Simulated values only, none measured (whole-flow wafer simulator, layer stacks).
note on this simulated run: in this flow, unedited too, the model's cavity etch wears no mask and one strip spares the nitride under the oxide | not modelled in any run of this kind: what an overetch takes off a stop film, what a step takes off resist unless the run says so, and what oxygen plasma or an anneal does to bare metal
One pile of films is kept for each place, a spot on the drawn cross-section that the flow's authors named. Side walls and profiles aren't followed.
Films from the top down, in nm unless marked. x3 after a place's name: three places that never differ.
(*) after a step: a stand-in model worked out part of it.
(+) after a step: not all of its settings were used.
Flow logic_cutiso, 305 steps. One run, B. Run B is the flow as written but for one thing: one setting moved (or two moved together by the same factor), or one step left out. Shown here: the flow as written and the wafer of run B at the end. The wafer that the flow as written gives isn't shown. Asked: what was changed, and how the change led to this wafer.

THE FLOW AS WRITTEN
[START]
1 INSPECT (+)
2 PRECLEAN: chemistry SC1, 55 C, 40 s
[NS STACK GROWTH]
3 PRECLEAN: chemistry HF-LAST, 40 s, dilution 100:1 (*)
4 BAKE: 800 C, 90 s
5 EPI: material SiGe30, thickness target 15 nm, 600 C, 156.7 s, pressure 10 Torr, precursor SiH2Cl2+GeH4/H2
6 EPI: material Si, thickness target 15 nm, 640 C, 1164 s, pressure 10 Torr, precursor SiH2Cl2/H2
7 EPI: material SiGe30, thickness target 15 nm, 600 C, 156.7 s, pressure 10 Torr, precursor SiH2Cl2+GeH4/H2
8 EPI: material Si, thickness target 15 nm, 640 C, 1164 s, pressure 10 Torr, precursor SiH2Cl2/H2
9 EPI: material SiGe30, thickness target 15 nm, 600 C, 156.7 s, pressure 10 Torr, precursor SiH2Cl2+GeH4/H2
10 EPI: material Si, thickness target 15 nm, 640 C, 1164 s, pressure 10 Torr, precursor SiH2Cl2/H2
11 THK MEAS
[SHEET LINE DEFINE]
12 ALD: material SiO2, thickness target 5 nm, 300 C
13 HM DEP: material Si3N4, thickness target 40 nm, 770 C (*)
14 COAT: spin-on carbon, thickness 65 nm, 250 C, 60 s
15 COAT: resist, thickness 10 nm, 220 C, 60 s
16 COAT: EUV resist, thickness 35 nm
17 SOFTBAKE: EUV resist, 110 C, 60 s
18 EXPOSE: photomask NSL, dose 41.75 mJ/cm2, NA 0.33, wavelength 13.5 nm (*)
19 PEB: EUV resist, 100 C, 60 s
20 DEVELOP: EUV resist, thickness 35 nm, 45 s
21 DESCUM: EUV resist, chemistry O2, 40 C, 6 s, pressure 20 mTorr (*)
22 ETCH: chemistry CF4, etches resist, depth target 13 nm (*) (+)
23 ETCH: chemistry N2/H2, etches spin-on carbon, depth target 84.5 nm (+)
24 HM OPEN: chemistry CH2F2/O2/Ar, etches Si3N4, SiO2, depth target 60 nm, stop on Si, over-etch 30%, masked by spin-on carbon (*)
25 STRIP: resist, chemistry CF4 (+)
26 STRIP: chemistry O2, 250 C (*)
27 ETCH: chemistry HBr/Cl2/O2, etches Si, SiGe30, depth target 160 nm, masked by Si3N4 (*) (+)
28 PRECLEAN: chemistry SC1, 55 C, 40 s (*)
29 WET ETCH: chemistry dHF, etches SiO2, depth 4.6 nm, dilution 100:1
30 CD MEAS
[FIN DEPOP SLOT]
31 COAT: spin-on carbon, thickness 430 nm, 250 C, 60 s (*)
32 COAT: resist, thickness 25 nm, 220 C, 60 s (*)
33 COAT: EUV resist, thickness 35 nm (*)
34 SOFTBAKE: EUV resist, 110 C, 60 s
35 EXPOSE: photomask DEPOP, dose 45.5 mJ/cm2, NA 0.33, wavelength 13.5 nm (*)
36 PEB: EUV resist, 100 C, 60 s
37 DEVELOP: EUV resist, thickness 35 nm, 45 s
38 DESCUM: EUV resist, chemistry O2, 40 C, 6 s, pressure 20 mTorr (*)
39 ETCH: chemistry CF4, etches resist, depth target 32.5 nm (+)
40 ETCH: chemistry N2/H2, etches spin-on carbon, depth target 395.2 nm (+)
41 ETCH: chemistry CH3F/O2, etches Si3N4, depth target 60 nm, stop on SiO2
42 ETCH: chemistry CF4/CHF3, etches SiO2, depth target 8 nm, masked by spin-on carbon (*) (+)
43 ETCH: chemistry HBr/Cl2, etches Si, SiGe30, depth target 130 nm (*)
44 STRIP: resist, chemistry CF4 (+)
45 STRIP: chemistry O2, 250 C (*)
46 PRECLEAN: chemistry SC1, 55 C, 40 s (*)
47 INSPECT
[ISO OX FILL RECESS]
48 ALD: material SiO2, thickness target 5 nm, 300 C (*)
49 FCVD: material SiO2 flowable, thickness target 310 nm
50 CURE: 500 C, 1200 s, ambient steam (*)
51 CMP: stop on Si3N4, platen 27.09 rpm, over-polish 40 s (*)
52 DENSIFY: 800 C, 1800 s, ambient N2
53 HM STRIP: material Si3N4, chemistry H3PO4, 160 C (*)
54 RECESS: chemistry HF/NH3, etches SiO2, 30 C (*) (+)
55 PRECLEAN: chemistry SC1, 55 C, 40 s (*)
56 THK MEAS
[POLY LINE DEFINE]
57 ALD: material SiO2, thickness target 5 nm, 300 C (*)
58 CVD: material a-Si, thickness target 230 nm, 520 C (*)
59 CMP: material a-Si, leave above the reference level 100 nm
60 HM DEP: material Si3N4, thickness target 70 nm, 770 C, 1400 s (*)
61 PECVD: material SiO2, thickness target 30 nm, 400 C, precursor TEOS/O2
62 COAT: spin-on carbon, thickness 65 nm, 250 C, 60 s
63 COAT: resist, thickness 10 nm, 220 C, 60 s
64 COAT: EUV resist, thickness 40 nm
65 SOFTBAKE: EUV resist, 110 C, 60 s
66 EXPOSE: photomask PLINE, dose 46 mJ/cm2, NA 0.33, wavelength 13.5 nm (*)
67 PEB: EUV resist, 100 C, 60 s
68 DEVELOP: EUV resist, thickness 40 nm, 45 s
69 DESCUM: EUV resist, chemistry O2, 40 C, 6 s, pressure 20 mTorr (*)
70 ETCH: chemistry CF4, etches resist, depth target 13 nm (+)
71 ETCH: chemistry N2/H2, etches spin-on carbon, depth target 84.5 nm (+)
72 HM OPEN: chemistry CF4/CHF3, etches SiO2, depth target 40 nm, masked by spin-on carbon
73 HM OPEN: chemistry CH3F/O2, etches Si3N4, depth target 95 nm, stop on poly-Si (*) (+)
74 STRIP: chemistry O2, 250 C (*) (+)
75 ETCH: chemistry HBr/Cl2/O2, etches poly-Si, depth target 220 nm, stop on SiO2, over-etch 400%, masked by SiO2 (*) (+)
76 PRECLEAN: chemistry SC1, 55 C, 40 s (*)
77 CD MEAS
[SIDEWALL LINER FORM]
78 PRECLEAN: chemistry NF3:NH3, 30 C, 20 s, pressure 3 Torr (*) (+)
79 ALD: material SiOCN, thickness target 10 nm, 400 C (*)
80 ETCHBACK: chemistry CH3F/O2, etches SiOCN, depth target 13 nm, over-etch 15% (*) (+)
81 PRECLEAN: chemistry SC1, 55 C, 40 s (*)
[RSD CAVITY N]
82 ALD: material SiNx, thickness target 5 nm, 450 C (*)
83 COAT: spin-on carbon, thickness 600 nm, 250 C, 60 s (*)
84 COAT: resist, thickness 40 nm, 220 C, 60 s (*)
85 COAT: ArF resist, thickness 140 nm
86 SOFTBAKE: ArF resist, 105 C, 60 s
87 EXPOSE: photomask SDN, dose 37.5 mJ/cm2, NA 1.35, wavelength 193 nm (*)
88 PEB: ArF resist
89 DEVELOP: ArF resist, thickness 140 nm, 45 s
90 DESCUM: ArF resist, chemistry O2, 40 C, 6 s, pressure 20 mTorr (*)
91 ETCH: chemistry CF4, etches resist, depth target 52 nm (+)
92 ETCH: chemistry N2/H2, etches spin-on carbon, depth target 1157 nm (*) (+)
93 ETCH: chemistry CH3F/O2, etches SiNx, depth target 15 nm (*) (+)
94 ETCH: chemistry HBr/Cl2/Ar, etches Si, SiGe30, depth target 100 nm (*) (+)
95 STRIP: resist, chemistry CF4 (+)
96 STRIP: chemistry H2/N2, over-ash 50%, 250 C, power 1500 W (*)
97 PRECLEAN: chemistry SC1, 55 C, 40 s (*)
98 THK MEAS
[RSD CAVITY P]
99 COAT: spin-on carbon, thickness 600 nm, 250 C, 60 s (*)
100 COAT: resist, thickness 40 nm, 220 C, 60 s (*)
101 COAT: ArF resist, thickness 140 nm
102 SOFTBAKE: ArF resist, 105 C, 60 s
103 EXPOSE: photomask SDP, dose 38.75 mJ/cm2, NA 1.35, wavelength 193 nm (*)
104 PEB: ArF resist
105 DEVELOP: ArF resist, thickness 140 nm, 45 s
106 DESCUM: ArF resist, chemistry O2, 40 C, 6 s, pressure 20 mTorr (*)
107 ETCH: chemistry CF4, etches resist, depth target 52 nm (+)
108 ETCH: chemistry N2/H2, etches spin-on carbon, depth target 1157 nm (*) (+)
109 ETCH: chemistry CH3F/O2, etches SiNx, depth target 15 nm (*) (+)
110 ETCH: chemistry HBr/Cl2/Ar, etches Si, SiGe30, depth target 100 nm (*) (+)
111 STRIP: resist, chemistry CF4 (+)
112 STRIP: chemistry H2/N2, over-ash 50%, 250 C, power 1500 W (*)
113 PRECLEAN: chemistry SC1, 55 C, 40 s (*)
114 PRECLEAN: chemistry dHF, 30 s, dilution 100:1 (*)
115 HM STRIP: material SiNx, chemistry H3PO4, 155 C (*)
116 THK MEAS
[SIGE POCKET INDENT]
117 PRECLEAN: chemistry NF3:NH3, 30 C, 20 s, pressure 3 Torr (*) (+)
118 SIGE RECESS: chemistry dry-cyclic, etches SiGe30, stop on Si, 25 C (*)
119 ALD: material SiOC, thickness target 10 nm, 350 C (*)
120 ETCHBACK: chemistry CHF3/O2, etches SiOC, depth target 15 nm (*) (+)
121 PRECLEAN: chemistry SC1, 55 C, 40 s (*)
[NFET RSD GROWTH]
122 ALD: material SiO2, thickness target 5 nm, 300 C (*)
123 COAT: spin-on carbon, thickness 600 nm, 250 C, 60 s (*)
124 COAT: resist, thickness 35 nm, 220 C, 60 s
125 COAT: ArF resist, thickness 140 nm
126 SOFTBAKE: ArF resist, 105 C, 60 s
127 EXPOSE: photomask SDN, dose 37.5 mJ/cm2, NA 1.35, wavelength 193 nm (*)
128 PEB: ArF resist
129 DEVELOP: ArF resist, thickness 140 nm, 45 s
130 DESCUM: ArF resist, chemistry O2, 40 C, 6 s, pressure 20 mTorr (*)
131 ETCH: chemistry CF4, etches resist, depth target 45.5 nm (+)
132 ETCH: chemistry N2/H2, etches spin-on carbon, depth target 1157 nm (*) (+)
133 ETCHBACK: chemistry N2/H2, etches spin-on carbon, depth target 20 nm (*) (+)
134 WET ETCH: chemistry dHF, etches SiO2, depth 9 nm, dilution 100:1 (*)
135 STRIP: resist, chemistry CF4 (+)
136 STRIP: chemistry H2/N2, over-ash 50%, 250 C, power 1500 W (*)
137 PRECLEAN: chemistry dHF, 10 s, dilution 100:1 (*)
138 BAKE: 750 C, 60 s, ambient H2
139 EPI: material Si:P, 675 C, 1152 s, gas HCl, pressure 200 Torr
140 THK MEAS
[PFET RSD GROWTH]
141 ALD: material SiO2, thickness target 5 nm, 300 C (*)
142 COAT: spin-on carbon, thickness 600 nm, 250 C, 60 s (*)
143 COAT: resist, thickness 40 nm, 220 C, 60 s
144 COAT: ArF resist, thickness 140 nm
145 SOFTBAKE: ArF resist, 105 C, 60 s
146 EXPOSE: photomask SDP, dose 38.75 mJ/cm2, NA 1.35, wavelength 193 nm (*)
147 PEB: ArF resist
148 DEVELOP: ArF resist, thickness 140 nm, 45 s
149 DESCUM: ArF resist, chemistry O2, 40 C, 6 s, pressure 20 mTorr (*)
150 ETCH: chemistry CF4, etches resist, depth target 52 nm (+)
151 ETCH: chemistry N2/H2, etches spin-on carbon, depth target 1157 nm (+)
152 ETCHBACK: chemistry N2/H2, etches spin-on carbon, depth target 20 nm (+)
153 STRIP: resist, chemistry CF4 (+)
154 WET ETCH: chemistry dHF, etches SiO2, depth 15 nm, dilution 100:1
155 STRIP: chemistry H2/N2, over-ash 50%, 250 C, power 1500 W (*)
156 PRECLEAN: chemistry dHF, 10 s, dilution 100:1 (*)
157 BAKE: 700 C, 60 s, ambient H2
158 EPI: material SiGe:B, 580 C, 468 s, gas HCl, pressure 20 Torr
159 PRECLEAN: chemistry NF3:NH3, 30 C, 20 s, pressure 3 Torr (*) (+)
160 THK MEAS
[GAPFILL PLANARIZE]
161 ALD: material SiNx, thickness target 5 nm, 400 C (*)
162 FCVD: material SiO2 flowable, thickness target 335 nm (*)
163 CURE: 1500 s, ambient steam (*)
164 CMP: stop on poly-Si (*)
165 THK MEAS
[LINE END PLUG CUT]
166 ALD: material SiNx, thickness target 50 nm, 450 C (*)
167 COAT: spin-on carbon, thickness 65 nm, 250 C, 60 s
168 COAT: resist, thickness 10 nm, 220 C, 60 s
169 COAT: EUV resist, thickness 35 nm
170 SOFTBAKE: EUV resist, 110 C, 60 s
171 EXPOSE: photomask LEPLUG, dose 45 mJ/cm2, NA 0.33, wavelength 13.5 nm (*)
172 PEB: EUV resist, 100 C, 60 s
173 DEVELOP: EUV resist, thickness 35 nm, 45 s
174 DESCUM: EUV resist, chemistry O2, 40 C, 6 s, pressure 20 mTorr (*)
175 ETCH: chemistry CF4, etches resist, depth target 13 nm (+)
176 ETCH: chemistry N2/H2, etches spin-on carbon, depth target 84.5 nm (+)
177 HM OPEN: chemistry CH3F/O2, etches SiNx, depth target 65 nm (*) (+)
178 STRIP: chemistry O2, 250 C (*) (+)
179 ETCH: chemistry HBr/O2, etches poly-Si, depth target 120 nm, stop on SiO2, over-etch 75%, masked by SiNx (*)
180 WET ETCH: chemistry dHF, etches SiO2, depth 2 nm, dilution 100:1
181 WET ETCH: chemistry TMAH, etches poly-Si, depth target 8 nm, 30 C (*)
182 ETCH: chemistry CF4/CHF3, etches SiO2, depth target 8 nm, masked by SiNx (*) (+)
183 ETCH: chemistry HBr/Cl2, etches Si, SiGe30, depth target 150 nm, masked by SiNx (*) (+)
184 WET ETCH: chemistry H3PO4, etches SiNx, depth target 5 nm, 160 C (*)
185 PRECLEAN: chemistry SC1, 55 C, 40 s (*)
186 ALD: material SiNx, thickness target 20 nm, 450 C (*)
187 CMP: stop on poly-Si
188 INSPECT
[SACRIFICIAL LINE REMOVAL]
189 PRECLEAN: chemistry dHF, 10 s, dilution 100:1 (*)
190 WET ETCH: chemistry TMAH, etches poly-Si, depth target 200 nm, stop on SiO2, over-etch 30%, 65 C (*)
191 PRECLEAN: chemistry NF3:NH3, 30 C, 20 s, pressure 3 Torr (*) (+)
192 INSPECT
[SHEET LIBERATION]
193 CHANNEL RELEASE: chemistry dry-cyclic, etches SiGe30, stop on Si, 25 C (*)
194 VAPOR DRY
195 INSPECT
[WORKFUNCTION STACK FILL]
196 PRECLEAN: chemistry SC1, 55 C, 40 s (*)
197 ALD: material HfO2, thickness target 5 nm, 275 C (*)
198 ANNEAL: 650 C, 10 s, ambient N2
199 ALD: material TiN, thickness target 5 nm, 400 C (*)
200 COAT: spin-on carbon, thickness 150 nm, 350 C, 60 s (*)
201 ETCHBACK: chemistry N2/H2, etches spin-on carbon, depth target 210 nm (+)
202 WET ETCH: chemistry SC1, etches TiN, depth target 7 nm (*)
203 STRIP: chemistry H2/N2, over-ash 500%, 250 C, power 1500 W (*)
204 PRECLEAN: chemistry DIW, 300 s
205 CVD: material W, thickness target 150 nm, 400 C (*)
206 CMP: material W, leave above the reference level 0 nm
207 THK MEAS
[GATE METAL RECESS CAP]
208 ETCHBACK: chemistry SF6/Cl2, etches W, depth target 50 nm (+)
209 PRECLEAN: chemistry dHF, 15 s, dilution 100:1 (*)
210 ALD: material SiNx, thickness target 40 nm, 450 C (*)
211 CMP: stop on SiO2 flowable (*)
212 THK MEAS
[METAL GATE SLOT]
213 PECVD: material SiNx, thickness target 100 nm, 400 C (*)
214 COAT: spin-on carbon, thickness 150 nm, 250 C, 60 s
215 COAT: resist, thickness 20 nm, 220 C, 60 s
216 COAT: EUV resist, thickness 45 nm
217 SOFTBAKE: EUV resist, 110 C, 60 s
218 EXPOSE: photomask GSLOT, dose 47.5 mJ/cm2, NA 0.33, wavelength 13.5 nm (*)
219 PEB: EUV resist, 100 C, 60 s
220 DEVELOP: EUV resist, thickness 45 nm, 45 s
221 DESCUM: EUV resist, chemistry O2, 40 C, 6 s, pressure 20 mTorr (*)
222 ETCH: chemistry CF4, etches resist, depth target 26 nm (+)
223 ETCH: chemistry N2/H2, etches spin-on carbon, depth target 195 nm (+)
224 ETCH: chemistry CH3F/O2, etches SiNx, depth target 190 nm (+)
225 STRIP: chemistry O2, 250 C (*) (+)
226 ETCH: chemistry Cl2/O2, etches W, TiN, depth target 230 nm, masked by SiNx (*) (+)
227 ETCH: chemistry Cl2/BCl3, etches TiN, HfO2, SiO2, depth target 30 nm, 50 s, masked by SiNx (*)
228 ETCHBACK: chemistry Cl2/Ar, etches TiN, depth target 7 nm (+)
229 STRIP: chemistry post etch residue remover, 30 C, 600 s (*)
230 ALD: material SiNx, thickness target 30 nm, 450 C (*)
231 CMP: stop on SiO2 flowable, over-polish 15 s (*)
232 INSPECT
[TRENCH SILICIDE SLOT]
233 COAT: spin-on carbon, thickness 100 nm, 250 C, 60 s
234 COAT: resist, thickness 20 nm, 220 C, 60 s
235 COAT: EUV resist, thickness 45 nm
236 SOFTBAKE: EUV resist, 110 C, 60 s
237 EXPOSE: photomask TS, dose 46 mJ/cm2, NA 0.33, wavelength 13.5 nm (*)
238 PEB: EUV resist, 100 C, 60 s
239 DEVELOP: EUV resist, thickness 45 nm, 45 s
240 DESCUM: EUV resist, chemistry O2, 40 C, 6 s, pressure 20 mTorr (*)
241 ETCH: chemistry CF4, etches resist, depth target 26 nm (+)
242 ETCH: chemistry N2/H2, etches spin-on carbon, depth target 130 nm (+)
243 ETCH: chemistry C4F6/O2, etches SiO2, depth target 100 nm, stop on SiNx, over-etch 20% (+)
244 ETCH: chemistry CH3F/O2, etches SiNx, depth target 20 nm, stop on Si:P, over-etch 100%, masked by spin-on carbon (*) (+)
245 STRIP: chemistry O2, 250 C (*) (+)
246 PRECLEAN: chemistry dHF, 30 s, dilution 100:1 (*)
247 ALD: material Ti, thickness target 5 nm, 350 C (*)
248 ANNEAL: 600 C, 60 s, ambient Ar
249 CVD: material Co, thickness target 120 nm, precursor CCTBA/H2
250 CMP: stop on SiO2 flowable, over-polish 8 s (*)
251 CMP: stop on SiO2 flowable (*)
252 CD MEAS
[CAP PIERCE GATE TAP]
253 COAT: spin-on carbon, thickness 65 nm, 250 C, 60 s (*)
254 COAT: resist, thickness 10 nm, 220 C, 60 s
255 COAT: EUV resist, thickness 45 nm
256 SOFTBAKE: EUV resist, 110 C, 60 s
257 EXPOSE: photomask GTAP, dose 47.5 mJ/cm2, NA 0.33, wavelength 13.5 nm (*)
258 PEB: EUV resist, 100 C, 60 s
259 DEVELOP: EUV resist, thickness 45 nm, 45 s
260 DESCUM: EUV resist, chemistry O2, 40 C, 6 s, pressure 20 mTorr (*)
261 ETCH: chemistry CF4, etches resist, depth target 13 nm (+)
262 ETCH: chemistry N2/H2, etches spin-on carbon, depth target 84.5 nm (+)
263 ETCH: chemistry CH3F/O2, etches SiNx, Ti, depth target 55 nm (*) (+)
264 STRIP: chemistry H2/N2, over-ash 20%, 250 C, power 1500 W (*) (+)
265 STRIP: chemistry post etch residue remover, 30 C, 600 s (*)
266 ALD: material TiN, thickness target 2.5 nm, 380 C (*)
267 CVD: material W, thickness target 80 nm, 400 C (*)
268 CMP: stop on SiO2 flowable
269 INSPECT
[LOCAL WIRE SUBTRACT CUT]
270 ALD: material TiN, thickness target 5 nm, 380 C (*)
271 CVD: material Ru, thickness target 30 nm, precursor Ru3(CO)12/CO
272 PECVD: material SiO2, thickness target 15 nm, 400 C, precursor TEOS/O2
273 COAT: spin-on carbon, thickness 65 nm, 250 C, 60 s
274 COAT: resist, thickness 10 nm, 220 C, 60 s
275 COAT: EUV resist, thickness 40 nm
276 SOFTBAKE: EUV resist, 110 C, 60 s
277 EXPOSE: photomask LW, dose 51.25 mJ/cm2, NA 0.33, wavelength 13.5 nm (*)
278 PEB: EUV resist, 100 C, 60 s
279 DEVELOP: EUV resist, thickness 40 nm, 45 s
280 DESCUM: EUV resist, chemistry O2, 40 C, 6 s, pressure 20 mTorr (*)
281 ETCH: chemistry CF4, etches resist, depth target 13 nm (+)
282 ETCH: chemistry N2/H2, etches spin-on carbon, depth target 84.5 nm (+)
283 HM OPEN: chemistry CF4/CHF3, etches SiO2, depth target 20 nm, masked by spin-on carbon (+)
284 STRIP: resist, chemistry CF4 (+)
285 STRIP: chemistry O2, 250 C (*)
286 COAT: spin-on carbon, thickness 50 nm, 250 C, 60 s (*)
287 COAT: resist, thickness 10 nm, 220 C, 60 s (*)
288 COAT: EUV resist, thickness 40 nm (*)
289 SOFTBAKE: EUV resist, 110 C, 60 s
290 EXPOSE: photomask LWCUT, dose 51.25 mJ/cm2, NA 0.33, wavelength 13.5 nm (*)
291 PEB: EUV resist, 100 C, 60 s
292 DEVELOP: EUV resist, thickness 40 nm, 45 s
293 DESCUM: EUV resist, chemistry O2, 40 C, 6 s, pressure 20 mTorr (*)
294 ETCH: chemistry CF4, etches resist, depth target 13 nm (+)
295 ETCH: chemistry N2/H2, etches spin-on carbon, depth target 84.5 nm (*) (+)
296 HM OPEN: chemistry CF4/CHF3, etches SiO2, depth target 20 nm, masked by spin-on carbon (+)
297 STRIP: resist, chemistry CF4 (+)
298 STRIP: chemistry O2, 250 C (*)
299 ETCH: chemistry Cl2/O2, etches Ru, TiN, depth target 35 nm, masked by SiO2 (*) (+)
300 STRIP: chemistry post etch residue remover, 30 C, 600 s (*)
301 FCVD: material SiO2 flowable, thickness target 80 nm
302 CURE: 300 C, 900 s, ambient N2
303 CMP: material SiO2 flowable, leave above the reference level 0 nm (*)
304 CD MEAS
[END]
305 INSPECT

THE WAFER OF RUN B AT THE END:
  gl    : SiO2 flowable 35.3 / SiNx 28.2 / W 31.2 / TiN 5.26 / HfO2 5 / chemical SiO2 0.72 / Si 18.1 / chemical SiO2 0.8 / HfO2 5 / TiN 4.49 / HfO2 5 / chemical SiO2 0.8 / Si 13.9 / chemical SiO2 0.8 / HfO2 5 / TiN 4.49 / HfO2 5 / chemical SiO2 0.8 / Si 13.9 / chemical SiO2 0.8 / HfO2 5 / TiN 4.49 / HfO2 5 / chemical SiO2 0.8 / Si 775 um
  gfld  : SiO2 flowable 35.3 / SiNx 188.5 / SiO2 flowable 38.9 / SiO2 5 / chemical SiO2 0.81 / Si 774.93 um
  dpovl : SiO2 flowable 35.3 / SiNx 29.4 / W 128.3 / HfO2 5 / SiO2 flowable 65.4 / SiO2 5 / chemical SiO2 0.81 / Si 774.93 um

The cause: step 10, EPI: thickness target 20.2 nm was run, where the flow has thickness target 15 nm; step 10, EPI: 1572 s was run, where the flow has 1164 s.

How the change led to this, step by step:
  10 EPI: material Si, thickness target 15 nm, 640 C, 1164 s, pressure 10 Torr, precursor SiH2Cl2/H2
      depop, dpovl, gfld and 19 more: Si +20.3 (new film) (as written it would be: Si +15 (new film))
  27 ETCH: chemistry HBr/Cl2/O2, etches Si, SiGe30, depth target 160 nm, masked by Si3N4 (*) (+)
      gfld, gxf, iso, lnri: chemical SiO2 -0.79 (all of it), Si -16.6 (all of it), SiGe30 -15 (all of it), Si -15 (all of it), SiGe30 -15 (all of it), Si -15 (all of it), SiGe30 -15 (all of it), Si -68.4 (as written it would be: chemical SiO2 -0.79 (all of it), Si -11.4 (all of it), SiGe30 -15 (all of it), Si -15 (all of it), SiGe30 -15 (all of it), Si -15 (all of it), SiGe30 -15 (all of it), Si -73.6)
      dpovl, nsgap: chemical SiO2 -0.79 (all of it), Si -17 (all of it), SiGe30 -15 (all of it), Si -15 (all of it), SiGe30 -15 (all of it), Si -15 (all of it), SiGe30 -15 (all of it), Si -68 (as written it would be: chemical SiO2 -0.79 (all of it), Si -11.8 (all of it), SiGe30 -15 (all of it), Si -15 (all of it), SiGe30 -15 (all of it), Si -15 (all of it), SiGe30 -15 (all of it), Si -73.2)
      (and at 1 more place)
  43 ETCH: chemistry HBr/Cl2, etches Si, SiGe30, depth target 130 nm (*)
      depop: Si -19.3 (all of it), SiGe30 -15 (all of it), Si -15 (all of it), SiGe30 -15 (all of it), Si -15 (all of it), SiGe30 -15 (all of it), Si -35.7 (as written it would be: Si -14 (all of it), SiGe30 -15 (all of it), Si -15 (all of it), SiGe30 -15 (all of it), Si -15 (all of it), SiGe30 -15 (all of it), Si -41)
  94 ETCH: chemistry HBr/Cl2/Ar, etches Si, SiGe30, depth target 100 nm (*) (+)
      rsdn, rsdx: chemical SiO2 -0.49 (all of it), Si -18.1 (all of it), SiGe30 -15 (all of it), Si -15 (all of it), SiGe30 -15 (all of it), Si -15 (all of it), SiGe30 -15 (all of it), Si -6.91 (as written it would be: chemical SiO2 -0.49 (all of it), Si -12.8 (all of it), SiGe30 -15 (all of it), Si -15 (all of it), SiGe30 -15 (all of it), Si -15 (all of it), SiGe30 -15 (all of it), Si -12.2)
  110 ETCH: chemistry HBr/Cl2/Ar, etches Si, SiGe30, depth target 100 nm (*) (+)
      rsdp, rsdw: chemical SiO2 -0.49 (all of it), Si -18.1 (all of it), SiGe30 -15 (all of it), Si -15 (all of it), SiGe30 -15 (all of it), Si -15 (all of it), SiGe30 -15 (all of it), Si -6.91 (as written it would be: chemical SiO2 -0.49 (all of it), Si -12.8 (all of it), SiGe30 -15 (all of it), Si -15 (all of it), SiGe30 -15 (all of it), Si -15 (all of it), SiGe30 -15 (all of it), Si -12.2)
  183 ETCH: chemistry HBr/Cl2, etches Si, SiGe30, depth target 150 nm, masked by SiNx (*) (+)
      plug: Si -18.8 (all of it), SiGe30 -15 (all of it), Si -15 (all of it), SiGe30 -15 (all of it), Si -15 (all of it), SiGe30 -15 (all of it), Si -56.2 (as written it would be: Si -13.6 (all of it), SiGe30 -15 (all of it), Si -15 (all of it), SiGe30 -15 (all of it), Si -15 (all of it), SiGe30 -15 (all of it), Si -61.4)
